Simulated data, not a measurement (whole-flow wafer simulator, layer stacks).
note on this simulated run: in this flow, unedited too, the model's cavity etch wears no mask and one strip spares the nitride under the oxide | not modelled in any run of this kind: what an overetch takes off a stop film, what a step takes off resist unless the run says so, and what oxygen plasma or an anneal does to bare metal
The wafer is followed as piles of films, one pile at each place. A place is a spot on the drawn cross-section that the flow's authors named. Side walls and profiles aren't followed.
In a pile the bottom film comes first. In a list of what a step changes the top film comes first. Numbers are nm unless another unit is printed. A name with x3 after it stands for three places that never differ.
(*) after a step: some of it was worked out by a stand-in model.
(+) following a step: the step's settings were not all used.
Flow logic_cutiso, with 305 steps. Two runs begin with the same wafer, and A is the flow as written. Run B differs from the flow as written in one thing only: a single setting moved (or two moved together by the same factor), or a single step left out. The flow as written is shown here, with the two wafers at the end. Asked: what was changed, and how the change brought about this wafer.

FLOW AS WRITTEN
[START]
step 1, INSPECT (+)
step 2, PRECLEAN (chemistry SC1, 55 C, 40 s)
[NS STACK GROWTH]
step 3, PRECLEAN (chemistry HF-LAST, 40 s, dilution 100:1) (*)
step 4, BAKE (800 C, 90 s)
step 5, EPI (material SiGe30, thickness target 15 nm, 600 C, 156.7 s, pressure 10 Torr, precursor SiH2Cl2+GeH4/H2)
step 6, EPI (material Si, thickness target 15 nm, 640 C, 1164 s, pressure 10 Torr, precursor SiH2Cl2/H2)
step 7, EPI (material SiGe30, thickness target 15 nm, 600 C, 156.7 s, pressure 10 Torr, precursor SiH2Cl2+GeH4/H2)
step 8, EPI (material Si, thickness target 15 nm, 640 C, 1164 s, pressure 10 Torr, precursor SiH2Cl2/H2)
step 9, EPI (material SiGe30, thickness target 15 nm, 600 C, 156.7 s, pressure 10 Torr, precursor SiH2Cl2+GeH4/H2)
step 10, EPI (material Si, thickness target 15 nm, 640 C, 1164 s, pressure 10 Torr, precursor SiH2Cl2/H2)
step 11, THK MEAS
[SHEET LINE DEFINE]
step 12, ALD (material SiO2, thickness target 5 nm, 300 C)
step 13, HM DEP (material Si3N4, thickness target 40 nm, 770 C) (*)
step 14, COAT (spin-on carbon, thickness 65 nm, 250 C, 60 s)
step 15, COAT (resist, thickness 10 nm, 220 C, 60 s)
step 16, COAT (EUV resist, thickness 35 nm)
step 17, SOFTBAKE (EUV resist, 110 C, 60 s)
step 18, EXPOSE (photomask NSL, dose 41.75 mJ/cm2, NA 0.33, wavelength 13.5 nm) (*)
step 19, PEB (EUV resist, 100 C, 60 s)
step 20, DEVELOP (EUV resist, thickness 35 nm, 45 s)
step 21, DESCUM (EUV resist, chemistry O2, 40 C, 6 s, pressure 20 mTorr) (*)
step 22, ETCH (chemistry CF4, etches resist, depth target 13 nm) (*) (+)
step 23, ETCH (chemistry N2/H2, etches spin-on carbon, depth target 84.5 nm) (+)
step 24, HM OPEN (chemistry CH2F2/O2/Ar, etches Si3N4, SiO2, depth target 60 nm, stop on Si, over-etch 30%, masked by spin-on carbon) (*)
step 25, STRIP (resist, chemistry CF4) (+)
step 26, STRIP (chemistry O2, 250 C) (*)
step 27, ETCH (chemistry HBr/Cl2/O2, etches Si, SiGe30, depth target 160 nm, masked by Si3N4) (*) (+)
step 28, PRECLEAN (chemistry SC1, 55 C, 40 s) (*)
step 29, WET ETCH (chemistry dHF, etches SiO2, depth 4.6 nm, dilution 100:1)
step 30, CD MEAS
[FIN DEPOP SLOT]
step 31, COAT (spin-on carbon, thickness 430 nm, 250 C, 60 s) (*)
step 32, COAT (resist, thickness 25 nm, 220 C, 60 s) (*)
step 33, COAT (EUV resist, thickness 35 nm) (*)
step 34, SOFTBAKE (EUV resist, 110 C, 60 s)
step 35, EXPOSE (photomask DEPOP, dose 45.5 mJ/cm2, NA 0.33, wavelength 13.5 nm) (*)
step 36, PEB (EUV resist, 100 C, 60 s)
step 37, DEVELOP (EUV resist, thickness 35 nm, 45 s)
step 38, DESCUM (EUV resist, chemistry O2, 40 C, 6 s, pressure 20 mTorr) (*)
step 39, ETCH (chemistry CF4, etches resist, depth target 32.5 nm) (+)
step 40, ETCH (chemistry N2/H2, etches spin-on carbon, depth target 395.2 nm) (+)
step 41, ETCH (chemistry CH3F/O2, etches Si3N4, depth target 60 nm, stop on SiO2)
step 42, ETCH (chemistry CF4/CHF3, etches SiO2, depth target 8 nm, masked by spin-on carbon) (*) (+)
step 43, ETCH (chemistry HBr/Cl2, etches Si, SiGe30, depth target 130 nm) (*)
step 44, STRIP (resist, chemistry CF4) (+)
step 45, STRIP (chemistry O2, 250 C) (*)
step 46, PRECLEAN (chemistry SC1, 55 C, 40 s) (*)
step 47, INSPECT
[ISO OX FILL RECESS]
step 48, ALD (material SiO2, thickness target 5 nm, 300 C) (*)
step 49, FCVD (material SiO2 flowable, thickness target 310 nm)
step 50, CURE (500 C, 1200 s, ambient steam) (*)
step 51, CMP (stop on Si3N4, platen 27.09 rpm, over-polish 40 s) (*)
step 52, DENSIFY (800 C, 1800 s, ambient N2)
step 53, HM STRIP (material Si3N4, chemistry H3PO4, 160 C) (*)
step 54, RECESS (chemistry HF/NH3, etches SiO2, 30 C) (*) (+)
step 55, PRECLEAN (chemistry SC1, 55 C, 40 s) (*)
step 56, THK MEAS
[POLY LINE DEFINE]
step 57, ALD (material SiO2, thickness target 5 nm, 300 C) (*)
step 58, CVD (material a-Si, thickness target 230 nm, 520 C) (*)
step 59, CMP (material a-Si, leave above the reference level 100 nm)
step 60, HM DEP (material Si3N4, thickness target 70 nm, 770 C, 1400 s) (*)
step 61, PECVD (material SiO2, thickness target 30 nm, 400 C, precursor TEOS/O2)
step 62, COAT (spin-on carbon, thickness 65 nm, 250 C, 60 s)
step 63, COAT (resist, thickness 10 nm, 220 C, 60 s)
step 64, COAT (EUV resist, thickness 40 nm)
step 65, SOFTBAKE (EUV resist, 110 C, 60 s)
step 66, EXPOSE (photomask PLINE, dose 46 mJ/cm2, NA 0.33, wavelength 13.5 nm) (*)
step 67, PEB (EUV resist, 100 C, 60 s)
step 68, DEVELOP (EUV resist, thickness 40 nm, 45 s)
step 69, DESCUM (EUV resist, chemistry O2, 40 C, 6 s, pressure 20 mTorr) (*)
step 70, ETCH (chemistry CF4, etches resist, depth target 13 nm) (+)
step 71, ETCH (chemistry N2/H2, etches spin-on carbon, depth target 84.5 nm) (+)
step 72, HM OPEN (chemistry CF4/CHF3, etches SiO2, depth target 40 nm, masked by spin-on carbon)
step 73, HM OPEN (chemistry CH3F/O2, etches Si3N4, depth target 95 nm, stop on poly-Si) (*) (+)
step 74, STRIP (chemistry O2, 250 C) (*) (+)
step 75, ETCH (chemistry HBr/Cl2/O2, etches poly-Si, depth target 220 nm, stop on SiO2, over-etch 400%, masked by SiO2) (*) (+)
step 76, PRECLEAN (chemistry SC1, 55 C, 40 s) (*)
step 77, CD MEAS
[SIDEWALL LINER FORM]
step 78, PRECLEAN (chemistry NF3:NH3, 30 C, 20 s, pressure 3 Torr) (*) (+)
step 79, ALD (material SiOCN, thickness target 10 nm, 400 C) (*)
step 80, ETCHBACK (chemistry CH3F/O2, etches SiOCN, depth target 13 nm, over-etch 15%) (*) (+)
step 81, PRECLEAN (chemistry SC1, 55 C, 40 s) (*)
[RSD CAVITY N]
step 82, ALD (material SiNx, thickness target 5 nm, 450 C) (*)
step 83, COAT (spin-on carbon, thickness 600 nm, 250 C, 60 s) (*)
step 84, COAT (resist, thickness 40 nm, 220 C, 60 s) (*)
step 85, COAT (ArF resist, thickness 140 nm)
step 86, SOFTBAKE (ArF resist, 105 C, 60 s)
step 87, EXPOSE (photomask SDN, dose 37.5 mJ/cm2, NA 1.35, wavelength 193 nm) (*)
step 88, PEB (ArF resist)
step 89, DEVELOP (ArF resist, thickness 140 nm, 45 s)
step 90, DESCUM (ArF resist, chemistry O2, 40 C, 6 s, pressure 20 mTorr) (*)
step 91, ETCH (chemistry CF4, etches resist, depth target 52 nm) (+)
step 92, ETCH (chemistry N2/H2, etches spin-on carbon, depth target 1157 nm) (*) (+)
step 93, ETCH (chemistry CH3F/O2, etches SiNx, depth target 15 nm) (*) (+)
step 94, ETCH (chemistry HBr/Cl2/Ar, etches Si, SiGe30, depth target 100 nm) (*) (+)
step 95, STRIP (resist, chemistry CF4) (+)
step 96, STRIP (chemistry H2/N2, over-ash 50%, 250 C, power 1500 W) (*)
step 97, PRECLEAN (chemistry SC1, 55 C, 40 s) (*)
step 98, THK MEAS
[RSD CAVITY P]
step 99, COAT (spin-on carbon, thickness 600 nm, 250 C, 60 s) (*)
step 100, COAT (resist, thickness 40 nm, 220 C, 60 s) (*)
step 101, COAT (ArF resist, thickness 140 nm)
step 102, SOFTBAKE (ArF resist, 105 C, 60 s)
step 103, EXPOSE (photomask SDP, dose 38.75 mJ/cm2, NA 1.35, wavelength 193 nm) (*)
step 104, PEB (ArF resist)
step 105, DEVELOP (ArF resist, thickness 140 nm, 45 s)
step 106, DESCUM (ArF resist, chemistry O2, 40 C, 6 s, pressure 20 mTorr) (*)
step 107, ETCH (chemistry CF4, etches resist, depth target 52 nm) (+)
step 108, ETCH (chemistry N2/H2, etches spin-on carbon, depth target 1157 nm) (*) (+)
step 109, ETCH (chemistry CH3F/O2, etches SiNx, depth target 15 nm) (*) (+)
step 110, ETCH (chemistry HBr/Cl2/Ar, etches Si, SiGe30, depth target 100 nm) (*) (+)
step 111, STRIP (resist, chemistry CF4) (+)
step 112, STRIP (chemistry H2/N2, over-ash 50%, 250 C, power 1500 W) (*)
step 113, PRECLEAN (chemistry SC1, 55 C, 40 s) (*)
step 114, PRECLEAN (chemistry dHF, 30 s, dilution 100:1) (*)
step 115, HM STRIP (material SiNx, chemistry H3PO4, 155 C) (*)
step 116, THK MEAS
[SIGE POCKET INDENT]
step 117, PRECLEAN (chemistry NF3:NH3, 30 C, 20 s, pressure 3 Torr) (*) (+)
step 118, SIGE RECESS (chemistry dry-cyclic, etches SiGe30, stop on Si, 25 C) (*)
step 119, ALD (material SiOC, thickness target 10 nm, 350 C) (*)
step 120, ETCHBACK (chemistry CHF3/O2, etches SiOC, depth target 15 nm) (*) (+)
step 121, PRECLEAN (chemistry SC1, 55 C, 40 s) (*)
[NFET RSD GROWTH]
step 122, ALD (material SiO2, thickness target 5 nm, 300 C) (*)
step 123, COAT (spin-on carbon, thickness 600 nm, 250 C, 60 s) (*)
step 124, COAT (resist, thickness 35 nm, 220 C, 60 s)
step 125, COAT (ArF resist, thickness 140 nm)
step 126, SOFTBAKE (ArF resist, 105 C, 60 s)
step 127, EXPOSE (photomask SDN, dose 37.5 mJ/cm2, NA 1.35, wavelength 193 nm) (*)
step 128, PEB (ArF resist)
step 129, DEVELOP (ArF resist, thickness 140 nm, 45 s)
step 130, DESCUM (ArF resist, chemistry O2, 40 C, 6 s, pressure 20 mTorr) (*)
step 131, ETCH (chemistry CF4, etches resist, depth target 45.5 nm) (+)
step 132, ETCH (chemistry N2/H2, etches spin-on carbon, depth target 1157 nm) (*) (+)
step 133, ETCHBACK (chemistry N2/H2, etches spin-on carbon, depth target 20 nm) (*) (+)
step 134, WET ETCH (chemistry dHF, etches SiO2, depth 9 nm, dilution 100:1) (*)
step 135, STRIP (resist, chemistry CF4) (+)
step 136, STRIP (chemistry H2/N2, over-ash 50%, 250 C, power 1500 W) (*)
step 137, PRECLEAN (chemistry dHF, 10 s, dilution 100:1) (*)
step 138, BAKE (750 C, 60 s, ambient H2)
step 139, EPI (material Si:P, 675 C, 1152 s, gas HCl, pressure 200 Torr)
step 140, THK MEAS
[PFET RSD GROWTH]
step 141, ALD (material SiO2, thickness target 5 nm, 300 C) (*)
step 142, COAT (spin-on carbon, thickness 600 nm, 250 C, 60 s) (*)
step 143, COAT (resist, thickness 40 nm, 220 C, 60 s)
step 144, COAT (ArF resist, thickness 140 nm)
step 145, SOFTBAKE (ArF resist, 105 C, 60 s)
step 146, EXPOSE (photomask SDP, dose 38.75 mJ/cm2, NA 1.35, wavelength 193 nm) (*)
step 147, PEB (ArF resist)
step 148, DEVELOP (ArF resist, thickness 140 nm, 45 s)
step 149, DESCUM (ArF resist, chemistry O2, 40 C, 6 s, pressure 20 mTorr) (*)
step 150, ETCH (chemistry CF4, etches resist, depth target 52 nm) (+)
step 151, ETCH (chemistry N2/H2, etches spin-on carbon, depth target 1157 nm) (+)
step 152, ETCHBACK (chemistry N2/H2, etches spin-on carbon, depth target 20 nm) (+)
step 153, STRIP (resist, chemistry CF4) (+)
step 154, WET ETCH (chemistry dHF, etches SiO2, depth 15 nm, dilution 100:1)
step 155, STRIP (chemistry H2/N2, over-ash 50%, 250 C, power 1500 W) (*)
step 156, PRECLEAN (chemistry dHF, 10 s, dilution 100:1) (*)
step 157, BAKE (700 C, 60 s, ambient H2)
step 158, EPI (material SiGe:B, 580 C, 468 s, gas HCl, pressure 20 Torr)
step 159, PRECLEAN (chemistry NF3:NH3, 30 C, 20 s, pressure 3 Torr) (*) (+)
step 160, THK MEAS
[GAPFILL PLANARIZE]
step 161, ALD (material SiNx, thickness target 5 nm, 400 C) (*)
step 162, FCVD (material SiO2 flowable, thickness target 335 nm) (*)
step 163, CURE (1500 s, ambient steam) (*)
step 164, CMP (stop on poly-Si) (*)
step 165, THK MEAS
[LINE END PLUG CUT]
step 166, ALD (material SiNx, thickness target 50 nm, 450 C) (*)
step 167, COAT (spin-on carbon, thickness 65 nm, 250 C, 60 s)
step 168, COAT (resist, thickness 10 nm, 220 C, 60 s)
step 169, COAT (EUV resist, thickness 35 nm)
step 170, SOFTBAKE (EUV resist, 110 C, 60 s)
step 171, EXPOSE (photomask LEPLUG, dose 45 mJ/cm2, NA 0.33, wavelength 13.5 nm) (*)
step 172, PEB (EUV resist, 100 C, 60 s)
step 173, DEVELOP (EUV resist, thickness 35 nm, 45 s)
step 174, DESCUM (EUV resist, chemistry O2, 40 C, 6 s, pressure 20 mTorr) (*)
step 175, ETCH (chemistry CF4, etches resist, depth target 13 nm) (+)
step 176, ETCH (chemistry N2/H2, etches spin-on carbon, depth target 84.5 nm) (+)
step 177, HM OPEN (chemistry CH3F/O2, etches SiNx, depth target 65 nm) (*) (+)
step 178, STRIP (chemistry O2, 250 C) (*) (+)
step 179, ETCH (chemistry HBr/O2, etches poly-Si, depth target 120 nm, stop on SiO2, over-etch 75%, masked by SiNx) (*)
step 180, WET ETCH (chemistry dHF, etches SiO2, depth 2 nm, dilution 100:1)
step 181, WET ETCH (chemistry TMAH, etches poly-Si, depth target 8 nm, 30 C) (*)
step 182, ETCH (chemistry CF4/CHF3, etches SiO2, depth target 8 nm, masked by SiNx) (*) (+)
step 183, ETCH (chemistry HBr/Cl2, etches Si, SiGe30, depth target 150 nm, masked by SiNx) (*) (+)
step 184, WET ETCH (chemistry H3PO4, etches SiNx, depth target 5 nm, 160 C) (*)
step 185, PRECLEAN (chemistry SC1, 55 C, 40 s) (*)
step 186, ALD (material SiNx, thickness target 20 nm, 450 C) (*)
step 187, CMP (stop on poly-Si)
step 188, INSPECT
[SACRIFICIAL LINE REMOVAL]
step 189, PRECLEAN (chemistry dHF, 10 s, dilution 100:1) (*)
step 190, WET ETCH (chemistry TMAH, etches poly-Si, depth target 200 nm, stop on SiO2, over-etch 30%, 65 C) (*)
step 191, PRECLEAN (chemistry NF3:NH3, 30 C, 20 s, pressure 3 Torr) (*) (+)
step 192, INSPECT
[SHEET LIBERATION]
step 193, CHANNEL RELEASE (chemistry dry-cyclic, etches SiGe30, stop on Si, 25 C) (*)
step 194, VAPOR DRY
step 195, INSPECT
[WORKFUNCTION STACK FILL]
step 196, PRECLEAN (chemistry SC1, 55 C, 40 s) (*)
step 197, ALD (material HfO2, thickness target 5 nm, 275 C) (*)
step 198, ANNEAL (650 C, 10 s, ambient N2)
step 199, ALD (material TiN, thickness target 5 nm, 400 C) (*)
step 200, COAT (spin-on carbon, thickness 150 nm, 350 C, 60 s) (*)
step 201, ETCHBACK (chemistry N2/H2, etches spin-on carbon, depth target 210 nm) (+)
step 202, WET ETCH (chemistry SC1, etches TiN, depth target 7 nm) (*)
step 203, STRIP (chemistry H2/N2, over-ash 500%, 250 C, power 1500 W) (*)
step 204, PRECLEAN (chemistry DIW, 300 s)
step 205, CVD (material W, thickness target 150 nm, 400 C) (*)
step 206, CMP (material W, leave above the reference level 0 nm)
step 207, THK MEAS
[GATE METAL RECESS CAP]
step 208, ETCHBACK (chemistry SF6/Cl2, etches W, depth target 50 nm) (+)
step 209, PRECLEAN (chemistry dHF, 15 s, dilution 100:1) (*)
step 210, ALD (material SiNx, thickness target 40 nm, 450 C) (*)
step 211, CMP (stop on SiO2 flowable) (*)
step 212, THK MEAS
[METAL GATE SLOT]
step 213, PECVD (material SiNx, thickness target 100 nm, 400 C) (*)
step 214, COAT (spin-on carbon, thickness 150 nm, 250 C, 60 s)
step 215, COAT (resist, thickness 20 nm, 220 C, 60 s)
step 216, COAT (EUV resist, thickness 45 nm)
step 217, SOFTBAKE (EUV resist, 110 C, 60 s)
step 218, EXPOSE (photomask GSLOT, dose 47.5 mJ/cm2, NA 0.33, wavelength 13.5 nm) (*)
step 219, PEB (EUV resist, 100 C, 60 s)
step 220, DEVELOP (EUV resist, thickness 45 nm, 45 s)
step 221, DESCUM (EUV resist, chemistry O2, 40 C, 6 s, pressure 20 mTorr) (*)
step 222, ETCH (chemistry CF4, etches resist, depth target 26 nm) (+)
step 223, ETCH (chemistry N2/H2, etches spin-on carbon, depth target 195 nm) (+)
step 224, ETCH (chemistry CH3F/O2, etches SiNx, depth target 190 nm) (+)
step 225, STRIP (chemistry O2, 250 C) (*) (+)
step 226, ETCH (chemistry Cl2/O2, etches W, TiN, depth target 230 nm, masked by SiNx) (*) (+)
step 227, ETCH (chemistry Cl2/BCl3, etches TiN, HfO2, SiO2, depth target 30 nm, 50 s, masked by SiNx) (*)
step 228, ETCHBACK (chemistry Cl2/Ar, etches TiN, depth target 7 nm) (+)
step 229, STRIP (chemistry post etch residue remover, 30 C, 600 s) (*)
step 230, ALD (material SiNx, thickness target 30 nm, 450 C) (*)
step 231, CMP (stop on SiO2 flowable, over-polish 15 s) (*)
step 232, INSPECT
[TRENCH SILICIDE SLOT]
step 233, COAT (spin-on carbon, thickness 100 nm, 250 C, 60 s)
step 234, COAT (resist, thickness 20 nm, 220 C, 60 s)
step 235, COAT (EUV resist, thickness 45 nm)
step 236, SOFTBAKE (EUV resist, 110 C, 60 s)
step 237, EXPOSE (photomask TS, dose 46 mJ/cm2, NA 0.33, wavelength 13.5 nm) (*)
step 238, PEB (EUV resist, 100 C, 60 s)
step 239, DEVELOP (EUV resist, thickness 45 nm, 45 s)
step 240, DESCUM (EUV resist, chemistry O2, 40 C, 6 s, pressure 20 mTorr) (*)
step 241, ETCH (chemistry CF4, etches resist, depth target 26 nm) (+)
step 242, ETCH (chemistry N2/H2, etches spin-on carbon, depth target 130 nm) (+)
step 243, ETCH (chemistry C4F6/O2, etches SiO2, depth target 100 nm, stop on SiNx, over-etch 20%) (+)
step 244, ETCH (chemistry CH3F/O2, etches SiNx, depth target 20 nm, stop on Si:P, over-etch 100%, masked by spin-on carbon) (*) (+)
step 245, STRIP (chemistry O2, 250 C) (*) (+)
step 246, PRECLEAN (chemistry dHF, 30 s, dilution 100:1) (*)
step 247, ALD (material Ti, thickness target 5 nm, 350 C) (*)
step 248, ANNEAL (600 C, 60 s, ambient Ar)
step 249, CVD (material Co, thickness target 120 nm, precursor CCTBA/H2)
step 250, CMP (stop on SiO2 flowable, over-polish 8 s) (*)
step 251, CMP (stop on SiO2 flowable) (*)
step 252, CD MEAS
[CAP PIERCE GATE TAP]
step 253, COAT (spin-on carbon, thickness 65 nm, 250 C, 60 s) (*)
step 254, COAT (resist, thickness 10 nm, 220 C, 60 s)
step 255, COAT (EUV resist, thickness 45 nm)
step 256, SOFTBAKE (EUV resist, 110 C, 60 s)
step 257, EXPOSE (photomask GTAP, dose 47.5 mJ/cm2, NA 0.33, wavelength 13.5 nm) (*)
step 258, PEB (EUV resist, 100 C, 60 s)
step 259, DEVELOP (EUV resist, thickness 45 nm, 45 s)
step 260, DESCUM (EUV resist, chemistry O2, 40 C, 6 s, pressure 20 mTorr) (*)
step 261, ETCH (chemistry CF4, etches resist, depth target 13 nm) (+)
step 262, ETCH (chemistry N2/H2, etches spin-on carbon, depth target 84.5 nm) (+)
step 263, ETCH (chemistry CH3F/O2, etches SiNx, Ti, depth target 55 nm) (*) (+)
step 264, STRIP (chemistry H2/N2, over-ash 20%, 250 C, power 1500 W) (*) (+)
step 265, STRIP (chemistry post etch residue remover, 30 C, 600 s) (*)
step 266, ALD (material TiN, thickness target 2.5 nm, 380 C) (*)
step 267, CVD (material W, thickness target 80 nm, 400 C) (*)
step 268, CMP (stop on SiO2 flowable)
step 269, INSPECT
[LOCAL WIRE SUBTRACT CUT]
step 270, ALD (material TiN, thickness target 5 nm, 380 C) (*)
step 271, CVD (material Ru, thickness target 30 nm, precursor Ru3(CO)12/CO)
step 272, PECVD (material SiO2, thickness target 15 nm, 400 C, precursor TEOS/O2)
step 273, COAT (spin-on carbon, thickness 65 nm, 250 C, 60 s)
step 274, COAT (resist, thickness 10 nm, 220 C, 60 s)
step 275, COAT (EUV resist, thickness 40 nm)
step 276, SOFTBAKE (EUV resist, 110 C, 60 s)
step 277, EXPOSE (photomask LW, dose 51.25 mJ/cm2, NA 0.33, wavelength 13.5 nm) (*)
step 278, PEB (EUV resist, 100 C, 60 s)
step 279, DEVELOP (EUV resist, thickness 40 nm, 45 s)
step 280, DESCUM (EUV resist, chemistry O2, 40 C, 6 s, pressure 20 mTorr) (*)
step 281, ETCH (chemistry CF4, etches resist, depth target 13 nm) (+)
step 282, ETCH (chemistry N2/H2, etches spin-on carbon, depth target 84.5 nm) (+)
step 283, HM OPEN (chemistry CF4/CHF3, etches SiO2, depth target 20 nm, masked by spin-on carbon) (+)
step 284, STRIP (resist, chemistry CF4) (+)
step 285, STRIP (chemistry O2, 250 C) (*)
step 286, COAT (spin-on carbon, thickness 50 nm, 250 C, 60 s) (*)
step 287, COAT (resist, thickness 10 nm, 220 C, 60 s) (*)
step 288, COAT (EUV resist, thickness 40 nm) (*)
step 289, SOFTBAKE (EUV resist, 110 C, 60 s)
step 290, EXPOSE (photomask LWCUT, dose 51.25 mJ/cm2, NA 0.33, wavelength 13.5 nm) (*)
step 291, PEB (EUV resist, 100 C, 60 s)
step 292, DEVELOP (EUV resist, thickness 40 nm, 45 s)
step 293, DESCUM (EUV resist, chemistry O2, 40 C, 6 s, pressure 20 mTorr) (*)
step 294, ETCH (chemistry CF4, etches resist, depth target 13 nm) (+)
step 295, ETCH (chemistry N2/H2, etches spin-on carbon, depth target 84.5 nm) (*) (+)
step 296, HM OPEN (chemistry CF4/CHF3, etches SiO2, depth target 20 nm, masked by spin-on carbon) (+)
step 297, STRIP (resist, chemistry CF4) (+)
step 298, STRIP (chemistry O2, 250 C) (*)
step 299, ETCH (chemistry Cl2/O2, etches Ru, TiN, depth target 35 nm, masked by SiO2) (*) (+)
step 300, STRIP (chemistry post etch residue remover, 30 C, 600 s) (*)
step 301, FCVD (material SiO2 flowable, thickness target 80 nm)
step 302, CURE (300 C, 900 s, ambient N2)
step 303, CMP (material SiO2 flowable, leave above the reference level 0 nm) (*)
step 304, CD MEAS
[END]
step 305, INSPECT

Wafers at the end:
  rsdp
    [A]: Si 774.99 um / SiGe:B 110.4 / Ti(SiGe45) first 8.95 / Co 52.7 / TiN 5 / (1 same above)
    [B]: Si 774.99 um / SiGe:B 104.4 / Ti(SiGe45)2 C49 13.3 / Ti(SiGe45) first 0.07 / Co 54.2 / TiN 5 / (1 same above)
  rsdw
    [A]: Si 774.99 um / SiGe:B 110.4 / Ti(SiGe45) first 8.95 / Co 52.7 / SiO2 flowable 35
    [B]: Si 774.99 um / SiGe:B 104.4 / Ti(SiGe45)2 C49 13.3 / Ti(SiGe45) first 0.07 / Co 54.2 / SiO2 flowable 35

Cause: step 248, ANNEAL: 660 C was run, whereas the flow has 600 C.

Step by step, how the change led to this:
  step 248, ANNEAL (600 C, 60 s, ambient Ar)
      rsdp, rsdw: A Ti(SiGe45) first gains 8.95 (new film), Ti loses 5 (all of it), SiGe:B loses 5.98 | B Ti(SiGe45) first gains 0.07 (new film), Ti(SiGe45)2 C49 gains 13.3 (new film), Ti loses 5 (all of it), SiGe:B loses 11.9
